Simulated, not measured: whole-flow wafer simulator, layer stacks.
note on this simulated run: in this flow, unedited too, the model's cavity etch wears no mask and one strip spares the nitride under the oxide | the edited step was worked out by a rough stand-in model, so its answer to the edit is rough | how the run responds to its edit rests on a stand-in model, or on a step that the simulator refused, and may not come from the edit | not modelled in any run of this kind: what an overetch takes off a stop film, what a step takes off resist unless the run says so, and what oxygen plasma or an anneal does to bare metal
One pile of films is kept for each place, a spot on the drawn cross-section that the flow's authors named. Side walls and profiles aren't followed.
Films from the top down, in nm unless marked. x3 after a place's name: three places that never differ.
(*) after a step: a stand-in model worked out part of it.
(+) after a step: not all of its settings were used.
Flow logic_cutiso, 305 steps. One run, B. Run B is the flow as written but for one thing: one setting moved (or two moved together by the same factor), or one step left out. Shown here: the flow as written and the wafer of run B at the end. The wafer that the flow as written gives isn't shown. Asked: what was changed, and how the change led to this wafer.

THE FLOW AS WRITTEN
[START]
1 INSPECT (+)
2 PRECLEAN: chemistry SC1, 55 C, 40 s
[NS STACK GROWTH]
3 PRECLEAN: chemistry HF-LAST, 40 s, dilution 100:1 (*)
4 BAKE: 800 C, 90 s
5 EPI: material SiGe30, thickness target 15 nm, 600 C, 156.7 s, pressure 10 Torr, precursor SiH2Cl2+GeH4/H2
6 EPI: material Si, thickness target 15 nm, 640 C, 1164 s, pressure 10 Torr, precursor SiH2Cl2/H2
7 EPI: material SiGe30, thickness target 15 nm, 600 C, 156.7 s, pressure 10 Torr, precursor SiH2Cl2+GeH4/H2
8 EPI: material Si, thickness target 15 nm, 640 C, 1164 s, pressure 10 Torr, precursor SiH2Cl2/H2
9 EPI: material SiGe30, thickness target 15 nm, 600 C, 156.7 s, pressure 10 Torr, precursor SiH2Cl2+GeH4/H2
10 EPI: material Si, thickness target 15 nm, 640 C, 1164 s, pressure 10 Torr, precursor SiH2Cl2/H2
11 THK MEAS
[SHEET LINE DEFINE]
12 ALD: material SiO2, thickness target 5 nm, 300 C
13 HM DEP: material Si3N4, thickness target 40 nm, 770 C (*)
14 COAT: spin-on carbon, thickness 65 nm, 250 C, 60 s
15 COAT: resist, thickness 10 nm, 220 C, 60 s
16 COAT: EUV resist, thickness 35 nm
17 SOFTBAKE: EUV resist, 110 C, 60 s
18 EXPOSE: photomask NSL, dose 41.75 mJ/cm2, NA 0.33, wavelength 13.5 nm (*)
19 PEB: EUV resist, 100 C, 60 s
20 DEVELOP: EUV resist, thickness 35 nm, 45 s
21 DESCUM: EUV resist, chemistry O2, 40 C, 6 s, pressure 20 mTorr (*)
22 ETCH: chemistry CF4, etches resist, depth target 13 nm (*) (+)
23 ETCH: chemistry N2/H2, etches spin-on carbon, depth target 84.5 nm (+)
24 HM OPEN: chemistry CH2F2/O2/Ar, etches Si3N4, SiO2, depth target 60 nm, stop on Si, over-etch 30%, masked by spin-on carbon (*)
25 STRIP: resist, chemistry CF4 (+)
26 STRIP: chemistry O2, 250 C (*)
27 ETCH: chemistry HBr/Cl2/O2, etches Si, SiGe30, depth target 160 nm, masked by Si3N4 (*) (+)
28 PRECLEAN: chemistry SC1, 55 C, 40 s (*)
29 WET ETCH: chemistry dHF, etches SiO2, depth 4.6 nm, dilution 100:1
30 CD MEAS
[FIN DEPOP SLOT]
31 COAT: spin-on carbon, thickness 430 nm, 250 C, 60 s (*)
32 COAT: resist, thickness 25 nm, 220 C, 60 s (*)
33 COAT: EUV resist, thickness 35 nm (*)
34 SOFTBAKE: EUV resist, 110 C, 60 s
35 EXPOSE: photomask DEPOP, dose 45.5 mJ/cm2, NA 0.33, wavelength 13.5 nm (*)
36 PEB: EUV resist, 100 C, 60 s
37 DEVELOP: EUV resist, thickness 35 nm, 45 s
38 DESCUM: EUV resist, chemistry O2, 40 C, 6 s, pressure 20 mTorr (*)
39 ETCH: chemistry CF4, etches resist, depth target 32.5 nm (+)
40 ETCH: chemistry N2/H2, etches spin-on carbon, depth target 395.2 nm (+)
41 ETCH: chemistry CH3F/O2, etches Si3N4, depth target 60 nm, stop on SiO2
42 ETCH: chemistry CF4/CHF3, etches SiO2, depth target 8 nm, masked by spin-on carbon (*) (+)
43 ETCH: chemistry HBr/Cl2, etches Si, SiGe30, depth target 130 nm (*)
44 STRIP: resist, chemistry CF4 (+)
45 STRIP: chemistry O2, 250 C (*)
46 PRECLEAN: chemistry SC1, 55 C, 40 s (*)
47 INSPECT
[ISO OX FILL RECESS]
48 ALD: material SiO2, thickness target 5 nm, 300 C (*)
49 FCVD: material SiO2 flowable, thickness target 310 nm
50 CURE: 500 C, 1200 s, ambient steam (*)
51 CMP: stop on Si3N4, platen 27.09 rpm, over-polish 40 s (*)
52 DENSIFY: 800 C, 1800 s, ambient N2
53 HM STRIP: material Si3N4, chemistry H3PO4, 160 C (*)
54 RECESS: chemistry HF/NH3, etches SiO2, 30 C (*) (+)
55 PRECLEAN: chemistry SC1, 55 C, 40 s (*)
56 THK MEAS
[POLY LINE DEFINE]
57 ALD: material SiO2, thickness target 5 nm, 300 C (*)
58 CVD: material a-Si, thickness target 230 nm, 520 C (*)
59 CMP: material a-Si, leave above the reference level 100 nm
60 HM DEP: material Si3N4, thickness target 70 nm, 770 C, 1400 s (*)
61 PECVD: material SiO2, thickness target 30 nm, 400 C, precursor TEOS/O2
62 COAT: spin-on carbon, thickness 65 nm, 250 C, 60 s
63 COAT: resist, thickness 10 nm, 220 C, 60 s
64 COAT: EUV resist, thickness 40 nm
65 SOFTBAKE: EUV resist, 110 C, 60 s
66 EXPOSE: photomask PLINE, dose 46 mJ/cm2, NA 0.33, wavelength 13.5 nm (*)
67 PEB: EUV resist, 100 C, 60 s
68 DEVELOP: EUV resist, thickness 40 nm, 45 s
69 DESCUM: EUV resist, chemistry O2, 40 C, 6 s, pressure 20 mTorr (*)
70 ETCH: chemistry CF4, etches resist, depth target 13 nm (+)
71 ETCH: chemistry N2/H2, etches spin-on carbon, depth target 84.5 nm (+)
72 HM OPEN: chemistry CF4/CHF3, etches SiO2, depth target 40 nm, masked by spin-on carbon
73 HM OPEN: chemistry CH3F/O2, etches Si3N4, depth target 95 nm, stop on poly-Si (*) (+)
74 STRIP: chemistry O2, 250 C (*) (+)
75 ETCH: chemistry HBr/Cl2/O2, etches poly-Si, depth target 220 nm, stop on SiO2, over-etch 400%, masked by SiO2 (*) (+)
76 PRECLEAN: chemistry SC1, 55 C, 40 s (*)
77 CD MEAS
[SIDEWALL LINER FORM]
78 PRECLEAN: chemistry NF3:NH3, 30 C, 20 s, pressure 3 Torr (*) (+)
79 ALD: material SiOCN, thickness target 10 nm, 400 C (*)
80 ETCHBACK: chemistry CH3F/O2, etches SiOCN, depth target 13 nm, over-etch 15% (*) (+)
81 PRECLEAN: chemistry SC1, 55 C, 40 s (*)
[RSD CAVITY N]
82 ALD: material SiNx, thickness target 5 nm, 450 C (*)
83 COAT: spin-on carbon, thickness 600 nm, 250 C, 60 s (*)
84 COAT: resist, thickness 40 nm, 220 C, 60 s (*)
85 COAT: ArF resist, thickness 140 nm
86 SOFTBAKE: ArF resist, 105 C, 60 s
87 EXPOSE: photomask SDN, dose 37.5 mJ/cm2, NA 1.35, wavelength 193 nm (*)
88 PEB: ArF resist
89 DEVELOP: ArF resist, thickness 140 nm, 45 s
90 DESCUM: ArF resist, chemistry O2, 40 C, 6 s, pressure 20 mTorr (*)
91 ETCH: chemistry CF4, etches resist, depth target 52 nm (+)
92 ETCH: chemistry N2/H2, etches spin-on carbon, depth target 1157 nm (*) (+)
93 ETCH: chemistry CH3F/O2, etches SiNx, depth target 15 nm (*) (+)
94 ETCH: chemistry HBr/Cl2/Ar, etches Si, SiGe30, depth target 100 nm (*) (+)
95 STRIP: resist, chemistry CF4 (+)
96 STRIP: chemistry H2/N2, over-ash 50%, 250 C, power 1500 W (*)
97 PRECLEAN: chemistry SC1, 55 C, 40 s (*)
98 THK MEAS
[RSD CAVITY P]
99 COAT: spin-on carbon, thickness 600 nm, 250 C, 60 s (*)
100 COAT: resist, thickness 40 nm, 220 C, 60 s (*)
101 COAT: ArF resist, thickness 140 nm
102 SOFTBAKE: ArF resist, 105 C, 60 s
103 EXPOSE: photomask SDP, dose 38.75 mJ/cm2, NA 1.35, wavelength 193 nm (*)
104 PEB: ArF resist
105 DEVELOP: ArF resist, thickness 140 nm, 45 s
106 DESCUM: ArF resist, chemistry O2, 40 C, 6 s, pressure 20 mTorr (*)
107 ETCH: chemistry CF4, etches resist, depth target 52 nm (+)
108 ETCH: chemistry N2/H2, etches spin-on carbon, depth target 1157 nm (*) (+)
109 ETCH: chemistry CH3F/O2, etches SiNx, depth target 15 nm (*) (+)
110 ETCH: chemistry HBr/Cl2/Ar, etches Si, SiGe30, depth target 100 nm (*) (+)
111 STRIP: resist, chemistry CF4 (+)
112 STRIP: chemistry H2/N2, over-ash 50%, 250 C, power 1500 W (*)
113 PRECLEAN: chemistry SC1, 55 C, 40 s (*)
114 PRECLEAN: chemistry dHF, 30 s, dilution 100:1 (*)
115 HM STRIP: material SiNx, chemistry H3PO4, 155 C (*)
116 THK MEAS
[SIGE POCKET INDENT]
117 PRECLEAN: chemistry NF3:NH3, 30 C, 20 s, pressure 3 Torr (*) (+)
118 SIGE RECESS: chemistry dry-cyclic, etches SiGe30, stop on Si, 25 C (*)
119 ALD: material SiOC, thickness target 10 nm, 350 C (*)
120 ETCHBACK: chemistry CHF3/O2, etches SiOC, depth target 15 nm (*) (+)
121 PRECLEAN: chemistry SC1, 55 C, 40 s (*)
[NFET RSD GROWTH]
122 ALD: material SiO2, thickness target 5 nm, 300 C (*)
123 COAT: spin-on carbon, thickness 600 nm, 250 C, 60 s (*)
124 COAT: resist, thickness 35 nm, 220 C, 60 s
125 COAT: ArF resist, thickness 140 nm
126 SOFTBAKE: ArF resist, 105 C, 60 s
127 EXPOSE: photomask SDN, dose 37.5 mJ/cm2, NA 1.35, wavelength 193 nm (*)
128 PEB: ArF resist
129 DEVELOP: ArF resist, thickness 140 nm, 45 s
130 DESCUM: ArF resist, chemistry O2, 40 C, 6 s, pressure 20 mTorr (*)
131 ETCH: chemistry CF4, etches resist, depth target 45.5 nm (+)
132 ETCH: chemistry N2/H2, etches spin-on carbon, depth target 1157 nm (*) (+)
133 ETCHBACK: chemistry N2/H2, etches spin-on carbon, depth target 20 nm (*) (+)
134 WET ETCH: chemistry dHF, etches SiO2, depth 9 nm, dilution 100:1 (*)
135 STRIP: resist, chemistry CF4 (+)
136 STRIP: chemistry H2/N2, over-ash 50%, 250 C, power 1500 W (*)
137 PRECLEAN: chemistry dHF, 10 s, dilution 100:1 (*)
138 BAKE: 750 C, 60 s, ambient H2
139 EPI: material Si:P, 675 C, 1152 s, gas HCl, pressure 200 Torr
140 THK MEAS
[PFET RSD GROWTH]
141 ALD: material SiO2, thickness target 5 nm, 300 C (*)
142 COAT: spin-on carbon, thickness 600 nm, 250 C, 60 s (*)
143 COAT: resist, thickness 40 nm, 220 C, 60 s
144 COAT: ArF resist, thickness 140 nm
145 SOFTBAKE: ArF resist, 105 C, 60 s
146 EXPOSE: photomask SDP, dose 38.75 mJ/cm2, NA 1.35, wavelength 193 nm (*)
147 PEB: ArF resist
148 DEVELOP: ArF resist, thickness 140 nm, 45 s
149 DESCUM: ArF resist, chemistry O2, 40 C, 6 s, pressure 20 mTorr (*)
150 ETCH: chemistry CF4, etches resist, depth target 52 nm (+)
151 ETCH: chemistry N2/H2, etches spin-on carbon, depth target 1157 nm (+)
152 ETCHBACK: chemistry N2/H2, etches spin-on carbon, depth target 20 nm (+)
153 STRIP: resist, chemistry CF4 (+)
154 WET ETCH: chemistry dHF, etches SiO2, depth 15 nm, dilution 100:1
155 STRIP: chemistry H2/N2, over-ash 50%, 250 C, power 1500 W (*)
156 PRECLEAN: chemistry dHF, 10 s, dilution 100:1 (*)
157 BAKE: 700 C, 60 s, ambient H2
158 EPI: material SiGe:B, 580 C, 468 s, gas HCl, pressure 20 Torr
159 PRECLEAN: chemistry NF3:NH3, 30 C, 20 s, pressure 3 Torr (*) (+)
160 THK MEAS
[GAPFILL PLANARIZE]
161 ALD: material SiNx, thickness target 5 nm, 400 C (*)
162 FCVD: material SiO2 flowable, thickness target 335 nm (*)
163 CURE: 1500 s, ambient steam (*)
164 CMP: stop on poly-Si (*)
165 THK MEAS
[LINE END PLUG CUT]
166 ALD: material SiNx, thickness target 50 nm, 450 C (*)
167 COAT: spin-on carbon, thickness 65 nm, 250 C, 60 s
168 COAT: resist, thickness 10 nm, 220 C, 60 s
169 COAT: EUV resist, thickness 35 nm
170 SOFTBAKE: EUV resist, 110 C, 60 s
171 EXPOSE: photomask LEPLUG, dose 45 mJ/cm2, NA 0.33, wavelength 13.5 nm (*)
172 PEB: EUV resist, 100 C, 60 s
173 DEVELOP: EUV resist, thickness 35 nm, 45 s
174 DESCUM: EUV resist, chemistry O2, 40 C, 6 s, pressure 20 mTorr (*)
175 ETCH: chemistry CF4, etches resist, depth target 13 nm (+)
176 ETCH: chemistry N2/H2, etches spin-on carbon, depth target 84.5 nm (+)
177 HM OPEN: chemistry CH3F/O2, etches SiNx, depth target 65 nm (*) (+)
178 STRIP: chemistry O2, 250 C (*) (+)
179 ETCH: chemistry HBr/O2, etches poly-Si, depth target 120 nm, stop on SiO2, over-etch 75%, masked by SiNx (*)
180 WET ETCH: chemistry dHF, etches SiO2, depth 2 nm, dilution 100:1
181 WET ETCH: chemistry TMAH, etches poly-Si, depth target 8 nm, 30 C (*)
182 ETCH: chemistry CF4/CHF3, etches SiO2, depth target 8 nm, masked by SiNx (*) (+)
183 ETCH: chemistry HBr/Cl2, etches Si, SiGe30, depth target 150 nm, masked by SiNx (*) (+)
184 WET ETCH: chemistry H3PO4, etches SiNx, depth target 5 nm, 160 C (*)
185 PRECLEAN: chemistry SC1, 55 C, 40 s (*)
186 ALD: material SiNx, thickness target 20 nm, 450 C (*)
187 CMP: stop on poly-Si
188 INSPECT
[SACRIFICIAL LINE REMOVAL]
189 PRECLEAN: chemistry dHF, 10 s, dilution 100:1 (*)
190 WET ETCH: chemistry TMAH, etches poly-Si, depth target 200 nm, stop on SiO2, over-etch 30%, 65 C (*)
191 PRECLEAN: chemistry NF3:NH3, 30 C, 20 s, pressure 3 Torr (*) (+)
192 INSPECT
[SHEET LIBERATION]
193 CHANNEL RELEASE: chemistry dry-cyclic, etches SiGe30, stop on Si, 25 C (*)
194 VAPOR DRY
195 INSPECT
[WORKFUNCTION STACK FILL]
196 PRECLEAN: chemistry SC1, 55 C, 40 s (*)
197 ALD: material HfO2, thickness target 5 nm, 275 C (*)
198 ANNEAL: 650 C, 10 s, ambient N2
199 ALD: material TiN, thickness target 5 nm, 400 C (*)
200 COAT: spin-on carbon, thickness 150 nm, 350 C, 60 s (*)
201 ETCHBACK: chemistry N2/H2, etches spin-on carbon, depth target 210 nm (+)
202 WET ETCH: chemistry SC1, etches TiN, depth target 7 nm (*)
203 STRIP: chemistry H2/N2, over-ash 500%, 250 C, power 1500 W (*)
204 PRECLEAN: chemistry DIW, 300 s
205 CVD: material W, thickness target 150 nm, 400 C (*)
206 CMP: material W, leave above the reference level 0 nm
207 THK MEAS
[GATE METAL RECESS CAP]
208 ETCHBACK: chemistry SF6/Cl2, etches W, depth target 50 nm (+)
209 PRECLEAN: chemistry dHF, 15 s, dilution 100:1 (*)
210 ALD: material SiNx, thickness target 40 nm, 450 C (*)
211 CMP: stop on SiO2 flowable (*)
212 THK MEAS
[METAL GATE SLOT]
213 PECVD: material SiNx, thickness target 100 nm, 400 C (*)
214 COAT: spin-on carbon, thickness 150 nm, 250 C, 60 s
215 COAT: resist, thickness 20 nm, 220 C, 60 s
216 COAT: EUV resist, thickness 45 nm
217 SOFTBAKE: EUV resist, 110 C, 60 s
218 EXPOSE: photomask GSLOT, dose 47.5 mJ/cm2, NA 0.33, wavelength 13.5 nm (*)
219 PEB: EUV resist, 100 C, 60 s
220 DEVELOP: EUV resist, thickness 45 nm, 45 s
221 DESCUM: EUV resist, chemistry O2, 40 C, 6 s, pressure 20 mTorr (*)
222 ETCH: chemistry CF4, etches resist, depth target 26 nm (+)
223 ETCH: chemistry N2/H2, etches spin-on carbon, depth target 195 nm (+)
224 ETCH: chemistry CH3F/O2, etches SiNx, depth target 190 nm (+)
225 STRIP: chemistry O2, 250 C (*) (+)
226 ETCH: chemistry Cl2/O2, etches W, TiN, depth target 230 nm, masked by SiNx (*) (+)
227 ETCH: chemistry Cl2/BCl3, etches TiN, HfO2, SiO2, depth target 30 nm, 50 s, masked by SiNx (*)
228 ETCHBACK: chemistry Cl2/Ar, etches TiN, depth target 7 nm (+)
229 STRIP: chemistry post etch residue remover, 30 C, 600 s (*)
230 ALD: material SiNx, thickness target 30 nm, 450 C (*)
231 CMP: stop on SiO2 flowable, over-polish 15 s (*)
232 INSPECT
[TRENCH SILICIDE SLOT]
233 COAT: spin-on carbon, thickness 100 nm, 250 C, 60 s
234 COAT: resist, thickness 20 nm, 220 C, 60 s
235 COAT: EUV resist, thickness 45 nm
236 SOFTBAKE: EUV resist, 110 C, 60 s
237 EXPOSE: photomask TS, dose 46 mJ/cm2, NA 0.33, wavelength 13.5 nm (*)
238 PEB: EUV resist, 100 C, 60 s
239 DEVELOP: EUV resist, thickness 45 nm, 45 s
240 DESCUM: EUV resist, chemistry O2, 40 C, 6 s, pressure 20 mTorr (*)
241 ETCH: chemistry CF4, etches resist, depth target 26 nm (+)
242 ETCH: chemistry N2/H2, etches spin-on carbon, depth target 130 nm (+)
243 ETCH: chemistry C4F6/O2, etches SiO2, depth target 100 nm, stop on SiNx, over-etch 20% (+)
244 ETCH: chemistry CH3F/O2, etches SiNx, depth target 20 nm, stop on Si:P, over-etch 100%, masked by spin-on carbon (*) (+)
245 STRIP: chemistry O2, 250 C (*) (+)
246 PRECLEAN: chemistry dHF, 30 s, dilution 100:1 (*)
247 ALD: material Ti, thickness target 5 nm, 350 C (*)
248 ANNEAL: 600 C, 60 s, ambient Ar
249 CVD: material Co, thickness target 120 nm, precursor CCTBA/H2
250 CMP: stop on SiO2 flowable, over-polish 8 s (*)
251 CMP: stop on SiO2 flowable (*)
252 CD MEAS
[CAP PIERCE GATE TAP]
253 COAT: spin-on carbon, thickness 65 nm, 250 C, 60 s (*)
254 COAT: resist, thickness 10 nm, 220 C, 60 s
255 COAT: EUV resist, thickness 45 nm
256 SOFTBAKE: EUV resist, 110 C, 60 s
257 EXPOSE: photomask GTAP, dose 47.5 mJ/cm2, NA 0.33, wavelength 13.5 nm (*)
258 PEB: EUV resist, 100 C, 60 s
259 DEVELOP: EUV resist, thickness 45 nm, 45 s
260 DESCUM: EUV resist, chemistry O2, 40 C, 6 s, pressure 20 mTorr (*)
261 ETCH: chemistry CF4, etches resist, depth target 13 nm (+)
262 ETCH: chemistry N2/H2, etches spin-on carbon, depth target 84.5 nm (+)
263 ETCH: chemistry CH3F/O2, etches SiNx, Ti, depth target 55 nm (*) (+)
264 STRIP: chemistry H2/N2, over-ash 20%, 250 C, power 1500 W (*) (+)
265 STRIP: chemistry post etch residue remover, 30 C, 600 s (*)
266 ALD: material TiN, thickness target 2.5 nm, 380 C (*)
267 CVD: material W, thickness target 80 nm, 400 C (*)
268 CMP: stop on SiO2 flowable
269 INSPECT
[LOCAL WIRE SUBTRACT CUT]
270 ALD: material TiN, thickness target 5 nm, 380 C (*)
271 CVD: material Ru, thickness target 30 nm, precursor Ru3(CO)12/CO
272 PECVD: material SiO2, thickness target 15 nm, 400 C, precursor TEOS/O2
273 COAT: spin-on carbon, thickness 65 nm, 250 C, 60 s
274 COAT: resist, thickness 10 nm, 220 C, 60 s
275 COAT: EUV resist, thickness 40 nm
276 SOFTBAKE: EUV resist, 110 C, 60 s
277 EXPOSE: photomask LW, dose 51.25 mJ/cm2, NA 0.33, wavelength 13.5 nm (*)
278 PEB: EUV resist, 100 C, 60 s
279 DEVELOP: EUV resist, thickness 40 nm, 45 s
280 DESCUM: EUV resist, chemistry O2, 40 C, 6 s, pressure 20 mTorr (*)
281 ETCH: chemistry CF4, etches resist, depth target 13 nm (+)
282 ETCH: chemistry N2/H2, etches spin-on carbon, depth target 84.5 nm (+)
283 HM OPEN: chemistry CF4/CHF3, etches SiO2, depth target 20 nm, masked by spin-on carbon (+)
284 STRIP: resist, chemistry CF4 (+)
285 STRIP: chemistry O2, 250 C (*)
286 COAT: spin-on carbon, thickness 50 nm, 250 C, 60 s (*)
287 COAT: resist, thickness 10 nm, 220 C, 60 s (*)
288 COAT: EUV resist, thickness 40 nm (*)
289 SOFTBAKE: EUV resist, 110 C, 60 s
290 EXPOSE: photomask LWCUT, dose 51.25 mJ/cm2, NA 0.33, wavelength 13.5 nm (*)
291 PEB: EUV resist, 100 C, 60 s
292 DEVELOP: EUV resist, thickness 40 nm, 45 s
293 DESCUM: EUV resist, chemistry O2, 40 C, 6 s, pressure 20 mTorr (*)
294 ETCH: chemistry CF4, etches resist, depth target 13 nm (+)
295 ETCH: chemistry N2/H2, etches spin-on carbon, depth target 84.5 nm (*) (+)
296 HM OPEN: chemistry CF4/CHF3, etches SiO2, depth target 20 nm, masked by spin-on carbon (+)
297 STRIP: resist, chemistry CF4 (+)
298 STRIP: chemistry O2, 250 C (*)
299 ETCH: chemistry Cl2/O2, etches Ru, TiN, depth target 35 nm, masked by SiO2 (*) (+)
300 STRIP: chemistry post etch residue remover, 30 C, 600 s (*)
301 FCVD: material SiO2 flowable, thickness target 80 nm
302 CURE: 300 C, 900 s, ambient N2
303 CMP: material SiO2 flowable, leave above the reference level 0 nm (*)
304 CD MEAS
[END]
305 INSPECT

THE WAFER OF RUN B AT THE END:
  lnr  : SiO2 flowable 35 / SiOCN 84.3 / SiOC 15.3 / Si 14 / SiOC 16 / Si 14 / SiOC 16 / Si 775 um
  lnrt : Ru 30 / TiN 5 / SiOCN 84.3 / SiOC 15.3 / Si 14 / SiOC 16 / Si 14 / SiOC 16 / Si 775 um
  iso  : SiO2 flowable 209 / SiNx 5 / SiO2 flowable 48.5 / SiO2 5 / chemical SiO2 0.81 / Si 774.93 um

The cause: step 75, ETCH: depth target 352 nm was run, where the flow has depth target 220 nm.

How the change led to this, step by step:
  75 ETCH: chemistry HBr/Cl2/O2, etches poly-Si, depth target 220 nm, stop on SiO2, over-etch 400%, masked by SiO2 (*) (+)
      lnr, lnrp, lnrt, rsdn, rsdp, rsdw, rsdx: chemical SiO2 -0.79 (all of it), poly-Si -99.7 (all of it), SiO2 -5 (all of it), chemical SiO2 -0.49 (all of it), Si -13.9 (all of it) (as written it would be: chemical SiO2 -0.79 (all of it), poly-Si -99.7 (all of it), SiO2 -5 (all of it))
      iso, lnri: chemical SiO2 -0.79 (all of it), poly-Si -189.1 (all of it), SiO2 -5 (all of it), SiO2 flowable -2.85 (as written it would be: chemical SiO2 -0.79 (all of it), poly-Si -189.1 (all of it), SiO2 -4.55)
  80 ETCHBACK: chemistry CH3F/O2, etches SiOCN, depth target 13 nm, over-etch 15% (*) (+)
      rsdn, rsdp, rsdw, rsdx: SiOCN -10 (all of it), SiGe30 -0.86 (as written it would be: SiOCN -10 (all of it), Si -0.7)
      lnr, lnrp, lnrt: SiOCN +189.1 (as written it would be: SiOCN +175.1)
  94 ETCH: chemistry HBr/Cl2/Ar, etches Si, SiGe30, depth target 100 nm (*) (+)
      rsdn, rsdx: chemical SiO2 -0.49 (all of it), SiGe30 -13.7 (all of it), Si -15 (all of it), SiGe30 -15 (all of it), Si -15 (all of it), SiGe30 -15 (all of it), Si -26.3 (as written it would be: chemical SiO2 -0.49 (all of it), Si -12.8 (all of it), SiGe30 -15 (all of it), Si -15 (all of it), SiGe30 -15 (all of it), Si -15 (all of it), SiGe30 -15 (all of it), Si -12.2)
  110 ETCH: chemistry HBr/Cl2/Ar, etches Si, SiGe30, depth target 100 nm (*) (+)
      rsdp, rsdw: chemical SiO2 -0.49 (all of it), SiGe30 -13.7 (all of it), Si -15 (all of it), SiGe30 -15 (all of it), Si -15 (all of it), SiGe30 -15 (all of it), Si -26.3 (as written it would be: chemical SiO2 -0.49 (all of it), Si -12.8 (all of it), SiGe30 -15 (all of it), Si -15 (all of it), SiGe30 -15 (all of it), Si -15 (all of it), SiGe30 -15 (all of it), Si -12.2)
  118 SIGE RECESS: chemistry dry-cyclic, etches SiGe30, stop on Si, 25 C (*)
      lnr, lnrp, lnrt: SiOCN -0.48, cavity +15.3 (new film), SiGe30 -14.8 (all of it), Si -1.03, cavity +16 (new film), SiGe30 -15 (all of it), Si -1.03, cavity +16 (new film), SiGe30 -15 (all of it), Si -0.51 (as written it would be: SiOCN -0.48, Si -0.51, cavity +16 (new film), SiGe30 -15 (all of it), Si -1.03, cavity +16 (new film), SiGe30 -15 (all of it), Si -1.03, cavity +16 (new film), SiGe30 -15 (all of it), Si -0.51)
  119 ALD: material SiOC, thickness target 10 nm, 350 C (*)
      lnr, lnrp, lnrt: SiOC +10 (new film), SiOC +15.3 (new film), cavity -15.3 (all of it), SiOC +16 (new film), cavity -16 (all of it), SiOC +16 (new film), cavity -16 (all of it) (as written it would be: SiOC +10 (new film), SiOC +16 (new film), cavity -16 (all of it), SiOC +16 (new film), cavity -16 (all of it), SiOC +16 (new film), cavity -16 (all of it))
  135 STRIP: resist, chemistry CF4 (+)
      gl: Si3N4 -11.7 (as written it would be: Si3N4 -12.3)
  139 EPI: material Si:P, 675 C, 1152 s, gas HCl, pressure 200 Torr
      rsdn, rsdx: Si:P +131 (new film) (as written it would be: Si:P +116.9 (new film))
  141 ALD: material SiO2, thickness target 5 nm, 300 C (*)
      gxn: SiO2 +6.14 (new film) (as written it would be: SiO2 +10.1 (new film))
  158 EPI: material SiGe:B, 580 C, 468 s, gas HCl, pressure 20 Torr
      rsdp, rsdw: SiGe:B +131 (new film) (as written it would be: SiGe:B +116.8 (new film))
  159 PRECLEAN: chemistry NF3:NH3, 30 C, 20 s, pressure 3 Torr (*) (+)
      gxn: SiO2 -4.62 (all of it), Si3N4 -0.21 (as written it would be: SiO2 -7.5)
  164 CMP: stop on poly-Si (*)
      gxn: SiO2 flowable -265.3 (all of it), SiNx -5 (all of it), Si3N4 -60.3 (all of it) (as written it would be: SiO2 flowable -264.5 (all of it), SiNx -5 (all of it), SiO2 -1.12 (all of it), Si3N4 -60.3 (all of it))
